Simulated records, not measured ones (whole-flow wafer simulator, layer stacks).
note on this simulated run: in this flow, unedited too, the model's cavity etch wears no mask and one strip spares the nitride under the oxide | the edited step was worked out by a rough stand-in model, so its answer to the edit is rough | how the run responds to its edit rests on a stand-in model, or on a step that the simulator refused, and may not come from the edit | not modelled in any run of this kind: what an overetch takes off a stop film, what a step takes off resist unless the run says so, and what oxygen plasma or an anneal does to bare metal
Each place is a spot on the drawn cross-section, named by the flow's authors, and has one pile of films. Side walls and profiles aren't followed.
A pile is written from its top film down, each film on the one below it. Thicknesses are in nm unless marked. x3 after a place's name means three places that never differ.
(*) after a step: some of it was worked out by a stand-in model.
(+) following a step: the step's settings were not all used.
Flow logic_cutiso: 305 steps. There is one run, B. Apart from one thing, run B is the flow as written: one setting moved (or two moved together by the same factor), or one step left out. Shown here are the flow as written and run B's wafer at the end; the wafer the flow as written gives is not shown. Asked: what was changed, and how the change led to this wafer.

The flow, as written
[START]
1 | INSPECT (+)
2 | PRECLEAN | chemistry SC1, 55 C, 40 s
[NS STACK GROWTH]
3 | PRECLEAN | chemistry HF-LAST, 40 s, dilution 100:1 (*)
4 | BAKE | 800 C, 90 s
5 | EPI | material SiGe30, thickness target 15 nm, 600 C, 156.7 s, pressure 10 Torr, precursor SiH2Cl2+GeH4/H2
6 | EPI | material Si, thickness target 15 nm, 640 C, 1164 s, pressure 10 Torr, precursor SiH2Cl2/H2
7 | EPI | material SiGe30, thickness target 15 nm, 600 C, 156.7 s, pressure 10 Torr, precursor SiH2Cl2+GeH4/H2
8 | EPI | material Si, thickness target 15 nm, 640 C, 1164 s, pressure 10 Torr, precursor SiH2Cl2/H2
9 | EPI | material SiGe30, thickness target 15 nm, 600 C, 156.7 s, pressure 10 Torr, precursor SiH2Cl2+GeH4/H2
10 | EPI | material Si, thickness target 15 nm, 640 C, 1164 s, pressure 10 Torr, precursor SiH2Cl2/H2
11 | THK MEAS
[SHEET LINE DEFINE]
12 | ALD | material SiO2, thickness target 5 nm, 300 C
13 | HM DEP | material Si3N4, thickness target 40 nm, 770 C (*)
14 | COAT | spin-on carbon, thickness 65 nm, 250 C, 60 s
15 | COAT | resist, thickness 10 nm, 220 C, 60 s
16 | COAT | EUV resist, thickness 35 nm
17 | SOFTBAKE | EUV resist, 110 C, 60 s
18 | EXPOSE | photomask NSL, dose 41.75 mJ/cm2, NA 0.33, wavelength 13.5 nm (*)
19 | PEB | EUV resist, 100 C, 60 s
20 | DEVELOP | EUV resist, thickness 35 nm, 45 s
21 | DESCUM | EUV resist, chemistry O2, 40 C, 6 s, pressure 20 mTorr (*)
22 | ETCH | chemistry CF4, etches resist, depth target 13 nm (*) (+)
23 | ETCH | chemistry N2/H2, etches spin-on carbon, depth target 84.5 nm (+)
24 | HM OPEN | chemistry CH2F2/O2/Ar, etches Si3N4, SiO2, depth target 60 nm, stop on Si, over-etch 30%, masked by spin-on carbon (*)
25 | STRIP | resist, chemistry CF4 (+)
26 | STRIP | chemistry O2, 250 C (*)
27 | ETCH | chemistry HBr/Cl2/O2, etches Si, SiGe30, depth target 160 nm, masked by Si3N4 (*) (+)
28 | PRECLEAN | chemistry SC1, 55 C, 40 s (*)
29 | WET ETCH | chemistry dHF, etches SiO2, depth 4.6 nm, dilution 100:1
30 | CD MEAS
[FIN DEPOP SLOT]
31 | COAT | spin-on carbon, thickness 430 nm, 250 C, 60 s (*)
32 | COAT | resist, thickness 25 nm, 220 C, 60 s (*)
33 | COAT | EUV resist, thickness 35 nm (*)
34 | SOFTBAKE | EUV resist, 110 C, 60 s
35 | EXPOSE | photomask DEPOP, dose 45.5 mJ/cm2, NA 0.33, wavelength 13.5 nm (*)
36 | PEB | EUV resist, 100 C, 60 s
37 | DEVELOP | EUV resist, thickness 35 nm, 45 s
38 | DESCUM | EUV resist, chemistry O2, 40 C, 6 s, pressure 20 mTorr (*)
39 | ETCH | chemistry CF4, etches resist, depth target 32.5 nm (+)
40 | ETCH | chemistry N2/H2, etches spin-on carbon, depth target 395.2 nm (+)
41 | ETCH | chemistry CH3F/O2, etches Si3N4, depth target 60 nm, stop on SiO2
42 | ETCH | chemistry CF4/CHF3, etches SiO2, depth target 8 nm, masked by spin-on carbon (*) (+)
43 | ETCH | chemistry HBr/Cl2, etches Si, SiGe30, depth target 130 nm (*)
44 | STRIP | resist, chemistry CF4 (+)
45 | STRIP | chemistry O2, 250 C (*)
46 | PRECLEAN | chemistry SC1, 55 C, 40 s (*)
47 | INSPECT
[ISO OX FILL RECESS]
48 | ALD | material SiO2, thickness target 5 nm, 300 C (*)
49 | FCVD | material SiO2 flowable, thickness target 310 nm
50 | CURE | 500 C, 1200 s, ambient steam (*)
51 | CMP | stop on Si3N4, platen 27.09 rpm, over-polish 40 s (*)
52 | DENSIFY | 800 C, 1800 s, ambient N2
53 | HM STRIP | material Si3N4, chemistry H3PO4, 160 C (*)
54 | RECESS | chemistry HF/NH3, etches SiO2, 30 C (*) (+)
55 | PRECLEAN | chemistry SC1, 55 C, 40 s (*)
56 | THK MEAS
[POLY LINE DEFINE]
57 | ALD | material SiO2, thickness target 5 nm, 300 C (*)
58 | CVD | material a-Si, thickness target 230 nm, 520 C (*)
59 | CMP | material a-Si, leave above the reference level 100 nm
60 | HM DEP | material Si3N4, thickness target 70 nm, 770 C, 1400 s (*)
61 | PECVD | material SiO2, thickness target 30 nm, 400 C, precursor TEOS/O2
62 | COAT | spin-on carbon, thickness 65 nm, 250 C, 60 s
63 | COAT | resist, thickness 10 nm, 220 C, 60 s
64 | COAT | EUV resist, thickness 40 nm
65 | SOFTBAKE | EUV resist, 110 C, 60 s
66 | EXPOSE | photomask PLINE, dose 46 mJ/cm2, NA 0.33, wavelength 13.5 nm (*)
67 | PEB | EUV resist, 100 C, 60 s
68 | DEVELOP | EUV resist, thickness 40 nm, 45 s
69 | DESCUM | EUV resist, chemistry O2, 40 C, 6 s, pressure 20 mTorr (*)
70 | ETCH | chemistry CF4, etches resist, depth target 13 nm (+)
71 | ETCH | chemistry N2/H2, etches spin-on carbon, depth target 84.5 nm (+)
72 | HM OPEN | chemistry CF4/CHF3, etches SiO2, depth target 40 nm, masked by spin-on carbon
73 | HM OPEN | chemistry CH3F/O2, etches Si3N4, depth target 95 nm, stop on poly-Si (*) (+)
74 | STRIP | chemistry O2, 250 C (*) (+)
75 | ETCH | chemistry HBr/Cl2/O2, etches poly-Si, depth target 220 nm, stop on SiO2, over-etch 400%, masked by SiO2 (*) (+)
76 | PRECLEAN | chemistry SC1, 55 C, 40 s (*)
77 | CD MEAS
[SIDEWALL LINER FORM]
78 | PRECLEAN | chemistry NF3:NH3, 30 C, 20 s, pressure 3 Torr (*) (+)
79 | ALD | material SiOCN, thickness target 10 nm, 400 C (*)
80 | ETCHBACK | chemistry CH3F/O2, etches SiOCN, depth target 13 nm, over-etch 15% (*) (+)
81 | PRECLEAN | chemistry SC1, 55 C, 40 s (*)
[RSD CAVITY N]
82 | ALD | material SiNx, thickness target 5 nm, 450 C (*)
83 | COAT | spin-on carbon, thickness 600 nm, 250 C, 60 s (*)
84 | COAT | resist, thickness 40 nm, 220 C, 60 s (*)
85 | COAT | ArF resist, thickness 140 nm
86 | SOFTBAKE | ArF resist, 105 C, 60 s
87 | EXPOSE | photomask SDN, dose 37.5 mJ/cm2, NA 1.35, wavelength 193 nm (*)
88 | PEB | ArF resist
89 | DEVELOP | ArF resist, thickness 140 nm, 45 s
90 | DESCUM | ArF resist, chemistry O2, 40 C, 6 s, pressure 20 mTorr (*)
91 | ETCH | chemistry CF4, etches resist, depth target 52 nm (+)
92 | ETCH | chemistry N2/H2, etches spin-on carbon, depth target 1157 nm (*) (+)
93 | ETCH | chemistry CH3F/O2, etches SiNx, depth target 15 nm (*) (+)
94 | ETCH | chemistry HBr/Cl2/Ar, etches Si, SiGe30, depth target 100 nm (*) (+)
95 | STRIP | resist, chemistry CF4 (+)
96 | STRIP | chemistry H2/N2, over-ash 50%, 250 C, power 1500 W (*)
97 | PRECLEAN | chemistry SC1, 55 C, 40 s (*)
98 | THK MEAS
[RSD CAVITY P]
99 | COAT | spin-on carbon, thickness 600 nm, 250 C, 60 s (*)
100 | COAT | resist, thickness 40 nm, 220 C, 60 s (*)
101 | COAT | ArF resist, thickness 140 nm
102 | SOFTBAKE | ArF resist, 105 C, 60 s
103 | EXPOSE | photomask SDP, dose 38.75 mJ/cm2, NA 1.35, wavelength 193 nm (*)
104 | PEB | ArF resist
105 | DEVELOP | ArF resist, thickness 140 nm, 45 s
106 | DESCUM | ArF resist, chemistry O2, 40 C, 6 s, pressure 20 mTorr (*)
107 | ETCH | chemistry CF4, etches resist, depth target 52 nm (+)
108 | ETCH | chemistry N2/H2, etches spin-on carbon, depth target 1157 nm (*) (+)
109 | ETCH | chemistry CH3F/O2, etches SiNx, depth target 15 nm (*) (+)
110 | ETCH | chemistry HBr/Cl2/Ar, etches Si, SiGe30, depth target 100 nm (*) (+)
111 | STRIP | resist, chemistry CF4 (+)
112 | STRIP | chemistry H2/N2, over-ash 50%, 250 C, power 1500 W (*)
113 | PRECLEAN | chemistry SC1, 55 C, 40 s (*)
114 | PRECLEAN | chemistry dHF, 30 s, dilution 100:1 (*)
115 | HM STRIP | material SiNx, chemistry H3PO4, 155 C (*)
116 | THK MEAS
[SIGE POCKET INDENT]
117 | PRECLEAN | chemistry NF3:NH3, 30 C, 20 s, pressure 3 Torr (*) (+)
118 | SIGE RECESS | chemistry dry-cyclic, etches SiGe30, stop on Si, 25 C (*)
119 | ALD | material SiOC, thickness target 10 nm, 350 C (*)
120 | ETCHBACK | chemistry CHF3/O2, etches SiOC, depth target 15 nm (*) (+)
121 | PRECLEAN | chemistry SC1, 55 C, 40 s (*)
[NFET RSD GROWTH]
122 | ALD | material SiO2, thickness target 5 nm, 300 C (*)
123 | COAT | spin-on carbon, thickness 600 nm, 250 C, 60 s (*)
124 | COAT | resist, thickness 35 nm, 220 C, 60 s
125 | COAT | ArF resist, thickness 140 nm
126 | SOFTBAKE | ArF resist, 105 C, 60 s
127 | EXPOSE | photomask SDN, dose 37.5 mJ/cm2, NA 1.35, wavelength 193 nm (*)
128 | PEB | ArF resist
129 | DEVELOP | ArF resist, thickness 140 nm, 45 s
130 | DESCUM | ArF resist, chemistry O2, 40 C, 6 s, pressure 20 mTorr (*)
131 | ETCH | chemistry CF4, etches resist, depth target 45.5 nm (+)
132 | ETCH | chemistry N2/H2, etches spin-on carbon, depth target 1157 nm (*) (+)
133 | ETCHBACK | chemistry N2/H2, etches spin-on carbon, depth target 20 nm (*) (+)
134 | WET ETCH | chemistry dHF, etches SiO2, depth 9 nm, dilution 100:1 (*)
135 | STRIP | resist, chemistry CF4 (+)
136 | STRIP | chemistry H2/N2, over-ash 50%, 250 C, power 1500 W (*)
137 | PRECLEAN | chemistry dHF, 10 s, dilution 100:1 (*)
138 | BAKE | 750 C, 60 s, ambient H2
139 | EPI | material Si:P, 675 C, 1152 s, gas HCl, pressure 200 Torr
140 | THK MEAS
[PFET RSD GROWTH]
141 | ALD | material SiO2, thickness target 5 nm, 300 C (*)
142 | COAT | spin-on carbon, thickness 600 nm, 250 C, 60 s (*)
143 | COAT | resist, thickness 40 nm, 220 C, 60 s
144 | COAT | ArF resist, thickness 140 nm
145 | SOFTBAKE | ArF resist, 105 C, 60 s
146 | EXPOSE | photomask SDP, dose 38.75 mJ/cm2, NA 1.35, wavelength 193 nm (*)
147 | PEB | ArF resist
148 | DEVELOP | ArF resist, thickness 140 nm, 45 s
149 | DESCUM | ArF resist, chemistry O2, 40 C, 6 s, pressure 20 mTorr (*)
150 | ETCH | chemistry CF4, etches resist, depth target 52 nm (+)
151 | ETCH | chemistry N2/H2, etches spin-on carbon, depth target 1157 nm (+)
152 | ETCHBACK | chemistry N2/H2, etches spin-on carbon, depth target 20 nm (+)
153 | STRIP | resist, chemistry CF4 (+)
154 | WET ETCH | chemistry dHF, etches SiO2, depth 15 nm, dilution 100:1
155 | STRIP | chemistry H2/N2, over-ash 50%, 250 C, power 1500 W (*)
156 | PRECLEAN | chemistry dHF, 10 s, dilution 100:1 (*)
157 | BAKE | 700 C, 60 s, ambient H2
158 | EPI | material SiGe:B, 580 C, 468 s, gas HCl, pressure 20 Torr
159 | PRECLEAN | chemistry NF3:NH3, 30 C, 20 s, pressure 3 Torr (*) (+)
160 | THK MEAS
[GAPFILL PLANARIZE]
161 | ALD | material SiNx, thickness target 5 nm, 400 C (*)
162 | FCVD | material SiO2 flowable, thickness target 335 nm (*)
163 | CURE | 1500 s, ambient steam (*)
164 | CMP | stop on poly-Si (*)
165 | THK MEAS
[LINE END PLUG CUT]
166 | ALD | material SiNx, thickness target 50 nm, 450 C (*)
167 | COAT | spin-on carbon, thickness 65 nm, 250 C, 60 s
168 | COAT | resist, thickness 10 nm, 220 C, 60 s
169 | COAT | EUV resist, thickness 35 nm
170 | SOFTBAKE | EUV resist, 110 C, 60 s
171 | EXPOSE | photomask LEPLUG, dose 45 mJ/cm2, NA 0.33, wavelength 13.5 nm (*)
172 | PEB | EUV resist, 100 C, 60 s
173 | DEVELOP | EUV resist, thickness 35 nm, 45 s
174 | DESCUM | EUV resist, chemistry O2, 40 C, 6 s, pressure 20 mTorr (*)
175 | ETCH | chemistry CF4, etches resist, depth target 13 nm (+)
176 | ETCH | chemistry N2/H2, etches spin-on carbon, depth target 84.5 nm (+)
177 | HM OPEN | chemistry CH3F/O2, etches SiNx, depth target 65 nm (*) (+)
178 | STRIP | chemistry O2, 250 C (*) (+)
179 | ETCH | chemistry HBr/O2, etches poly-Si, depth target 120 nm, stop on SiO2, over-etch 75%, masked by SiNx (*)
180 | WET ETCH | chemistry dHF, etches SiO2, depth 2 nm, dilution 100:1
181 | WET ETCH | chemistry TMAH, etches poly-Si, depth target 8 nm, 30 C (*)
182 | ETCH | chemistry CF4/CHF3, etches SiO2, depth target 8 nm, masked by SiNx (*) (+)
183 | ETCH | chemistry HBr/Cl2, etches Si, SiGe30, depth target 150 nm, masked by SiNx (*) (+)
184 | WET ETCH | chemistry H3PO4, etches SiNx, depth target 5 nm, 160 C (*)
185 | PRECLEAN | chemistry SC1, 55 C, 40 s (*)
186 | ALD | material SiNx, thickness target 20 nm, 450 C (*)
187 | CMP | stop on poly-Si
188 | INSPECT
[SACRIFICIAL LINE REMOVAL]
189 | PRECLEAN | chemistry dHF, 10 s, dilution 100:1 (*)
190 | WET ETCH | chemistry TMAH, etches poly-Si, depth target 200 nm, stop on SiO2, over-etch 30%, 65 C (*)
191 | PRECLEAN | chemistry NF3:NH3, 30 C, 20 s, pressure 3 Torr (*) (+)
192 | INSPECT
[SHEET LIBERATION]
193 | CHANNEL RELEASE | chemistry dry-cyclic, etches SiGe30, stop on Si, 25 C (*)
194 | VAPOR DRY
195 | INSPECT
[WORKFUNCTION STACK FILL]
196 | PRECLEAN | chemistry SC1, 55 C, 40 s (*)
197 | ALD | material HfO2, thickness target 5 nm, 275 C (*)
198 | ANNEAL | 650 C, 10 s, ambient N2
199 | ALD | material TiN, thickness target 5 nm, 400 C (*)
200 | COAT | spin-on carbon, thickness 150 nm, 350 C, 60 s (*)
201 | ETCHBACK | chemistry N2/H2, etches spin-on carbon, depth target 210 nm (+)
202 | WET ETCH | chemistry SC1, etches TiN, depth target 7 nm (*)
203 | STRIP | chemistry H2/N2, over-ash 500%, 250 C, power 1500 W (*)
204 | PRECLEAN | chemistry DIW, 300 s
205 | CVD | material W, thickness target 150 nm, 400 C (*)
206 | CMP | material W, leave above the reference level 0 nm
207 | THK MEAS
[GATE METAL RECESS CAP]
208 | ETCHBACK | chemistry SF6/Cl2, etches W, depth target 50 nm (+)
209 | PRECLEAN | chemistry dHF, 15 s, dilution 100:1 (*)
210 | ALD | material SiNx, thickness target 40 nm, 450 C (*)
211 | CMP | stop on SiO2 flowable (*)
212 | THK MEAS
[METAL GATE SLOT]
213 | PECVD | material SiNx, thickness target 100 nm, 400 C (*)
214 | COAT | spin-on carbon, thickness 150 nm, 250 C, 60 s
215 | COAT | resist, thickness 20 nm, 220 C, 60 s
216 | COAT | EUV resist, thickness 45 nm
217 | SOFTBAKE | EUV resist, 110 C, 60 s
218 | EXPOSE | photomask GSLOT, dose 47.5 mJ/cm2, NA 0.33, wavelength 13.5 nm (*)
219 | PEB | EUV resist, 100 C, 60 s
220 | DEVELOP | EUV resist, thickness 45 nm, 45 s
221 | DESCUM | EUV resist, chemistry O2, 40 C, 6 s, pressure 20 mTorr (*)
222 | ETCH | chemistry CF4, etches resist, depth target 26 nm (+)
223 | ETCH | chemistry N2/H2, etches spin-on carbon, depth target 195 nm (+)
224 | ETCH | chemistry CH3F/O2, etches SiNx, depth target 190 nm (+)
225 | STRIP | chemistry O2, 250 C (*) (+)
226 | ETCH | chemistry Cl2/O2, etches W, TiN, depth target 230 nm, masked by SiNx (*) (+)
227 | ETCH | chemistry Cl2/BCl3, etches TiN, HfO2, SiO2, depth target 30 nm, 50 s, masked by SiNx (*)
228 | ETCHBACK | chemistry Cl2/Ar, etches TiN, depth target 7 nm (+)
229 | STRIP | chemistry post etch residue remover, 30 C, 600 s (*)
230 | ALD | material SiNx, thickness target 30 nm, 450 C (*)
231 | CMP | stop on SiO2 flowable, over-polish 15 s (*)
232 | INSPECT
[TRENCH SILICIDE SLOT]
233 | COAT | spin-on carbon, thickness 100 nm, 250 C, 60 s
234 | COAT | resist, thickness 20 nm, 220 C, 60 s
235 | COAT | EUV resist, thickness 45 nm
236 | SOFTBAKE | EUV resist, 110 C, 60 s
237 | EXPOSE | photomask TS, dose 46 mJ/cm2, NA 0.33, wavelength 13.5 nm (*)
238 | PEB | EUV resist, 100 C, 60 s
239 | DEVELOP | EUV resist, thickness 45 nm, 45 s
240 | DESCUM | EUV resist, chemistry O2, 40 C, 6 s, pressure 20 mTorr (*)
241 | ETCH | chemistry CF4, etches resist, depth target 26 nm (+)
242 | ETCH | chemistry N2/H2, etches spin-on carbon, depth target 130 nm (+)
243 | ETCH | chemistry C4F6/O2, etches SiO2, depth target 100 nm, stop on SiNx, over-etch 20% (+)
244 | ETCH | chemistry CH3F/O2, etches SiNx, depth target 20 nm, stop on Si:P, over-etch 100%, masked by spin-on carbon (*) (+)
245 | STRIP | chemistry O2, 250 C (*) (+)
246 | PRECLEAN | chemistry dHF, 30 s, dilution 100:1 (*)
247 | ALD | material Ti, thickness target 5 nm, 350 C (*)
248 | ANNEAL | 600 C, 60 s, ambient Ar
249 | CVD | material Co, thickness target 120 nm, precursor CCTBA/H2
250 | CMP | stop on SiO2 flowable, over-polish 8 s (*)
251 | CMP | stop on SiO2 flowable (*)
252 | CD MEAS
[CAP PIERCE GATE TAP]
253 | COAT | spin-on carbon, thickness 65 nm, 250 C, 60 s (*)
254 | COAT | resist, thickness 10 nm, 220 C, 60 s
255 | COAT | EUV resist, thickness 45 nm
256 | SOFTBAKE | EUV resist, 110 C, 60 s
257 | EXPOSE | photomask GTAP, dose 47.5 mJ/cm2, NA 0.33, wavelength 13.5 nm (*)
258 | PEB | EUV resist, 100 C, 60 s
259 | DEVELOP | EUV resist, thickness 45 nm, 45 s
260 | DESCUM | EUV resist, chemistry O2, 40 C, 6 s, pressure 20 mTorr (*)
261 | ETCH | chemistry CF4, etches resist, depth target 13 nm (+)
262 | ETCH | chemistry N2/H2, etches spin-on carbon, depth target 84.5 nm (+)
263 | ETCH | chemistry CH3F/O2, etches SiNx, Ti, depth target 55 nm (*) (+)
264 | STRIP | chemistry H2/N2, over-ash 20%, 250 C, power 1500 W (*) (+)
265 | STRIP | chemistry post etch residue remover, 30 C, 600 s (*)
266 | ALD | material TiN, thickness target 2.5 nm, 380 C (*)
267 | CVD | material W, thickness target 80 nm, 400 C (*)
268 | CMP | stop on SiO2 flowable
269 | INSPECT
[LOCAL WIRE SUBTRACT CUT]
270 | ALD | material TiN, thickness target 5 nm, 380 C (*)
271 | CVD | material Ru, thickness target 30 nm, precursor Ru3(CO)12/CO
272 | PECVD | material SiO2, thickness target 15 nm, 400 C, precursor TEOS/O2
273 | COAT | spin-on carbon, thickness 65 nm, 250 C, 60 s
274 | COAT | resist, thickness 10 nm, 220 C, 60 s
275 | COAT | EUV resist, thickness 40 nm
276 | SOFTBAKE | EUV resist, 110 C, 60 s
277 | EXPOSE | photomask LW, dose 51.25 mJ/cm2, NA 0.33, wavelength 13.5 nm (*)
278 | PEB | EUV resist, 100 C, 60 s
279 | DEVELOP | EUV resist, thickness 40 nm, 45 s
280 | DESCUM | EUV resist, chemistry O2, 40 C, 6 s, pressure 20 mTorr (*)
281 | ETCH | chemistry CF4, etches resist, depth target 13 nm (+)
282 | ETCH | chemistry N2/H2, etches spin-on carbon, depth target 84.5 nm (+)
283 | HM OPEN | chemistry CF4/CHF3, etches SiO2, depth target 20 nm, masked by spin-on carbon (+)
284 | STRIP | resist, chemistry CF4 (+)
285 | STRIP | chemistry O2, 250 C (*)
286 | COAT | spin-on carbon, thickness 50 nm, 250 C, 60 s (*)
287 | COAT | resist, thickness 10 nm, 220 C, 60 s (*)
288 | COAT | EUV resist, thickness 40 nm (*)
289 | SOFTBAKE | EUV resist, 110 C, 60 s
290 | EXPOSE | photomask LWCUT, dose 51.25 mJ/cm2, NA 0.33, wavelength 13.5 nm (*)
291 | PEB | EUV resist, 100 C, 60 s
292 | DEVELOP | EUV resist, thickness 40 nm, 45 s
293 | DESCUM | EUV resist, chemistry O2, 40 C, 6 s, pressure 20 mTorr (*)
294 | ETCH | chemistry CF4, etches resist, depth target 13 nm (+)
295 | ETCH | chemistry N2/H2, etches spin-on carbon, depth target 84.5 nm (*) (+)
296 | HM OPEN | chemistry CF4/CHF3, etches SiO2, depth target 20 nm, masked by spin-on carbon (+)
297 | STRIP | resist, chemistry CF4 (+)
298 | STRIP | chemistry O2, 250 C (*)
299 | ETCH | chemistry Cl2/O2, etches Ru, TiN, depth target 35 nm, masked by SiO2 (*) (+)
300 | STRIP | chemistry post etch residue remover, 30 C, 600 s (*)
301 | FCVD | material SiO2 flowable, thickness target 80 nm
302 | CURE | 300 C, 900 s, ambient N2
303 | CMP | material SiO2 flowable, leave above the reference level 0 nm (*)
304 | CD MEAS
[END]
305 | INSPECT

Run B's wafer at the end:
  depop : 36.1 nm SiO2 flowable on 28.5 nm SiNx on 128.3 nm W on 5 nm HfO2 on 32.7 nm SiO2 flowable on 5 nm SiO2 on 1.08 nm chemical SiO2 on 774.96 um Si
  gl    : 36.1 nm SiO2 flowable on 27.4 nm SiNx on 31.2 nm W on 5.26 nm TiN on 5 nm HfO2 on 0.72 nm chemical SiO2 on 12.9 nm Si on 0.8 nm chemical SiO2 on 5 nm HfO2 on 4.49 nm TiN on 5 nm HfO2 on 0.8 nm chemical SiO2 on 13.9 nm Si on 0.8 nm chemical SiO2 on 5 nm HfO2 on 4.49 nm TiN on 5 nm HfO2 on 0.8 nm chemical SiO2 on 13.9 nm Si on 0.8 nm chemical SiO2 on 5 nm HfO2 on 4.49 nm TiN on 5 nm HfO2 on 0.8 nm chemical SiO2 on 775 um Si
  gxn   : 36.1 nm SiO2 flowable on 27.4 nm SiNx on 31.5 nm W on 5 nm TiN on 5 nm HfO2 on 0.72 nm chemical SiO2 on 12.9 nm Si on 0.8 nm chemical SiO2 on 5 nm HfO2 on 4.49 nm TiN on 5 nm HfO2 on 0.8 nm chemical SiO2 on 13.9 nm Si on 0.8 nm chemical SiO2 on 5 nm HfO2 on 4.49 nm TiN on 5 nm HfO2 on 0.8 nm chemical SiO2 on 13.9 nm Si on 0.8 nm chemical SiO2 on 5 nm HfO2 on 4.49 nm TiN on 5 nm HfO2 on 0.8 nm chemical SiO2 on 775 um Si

Cause: step 299, ETCH: depth target 48.1 nm was run, though the flow has depth target 35 nm.

The path from the change to this, step by step:
  299 | ETCH | chemistry Cl2/O2, etches Ru, TiN, depth target 35 nm, masked by SiO2 (*) (+)
      depop, dpovl, gfld and 9 more: -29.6 Ru (all of it), -5 TiN (all of it), -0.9 SiNx (in the flow as written it would be: -29.6 Ru (all of it), -5 TiN (all of it))
      rsdw: -29.6 Ru (all of it), -5 TiN (all of it), -0.9 Co (in the flow as written it would be: -29.6 Ru (all of it), -5 TiN (all of it))
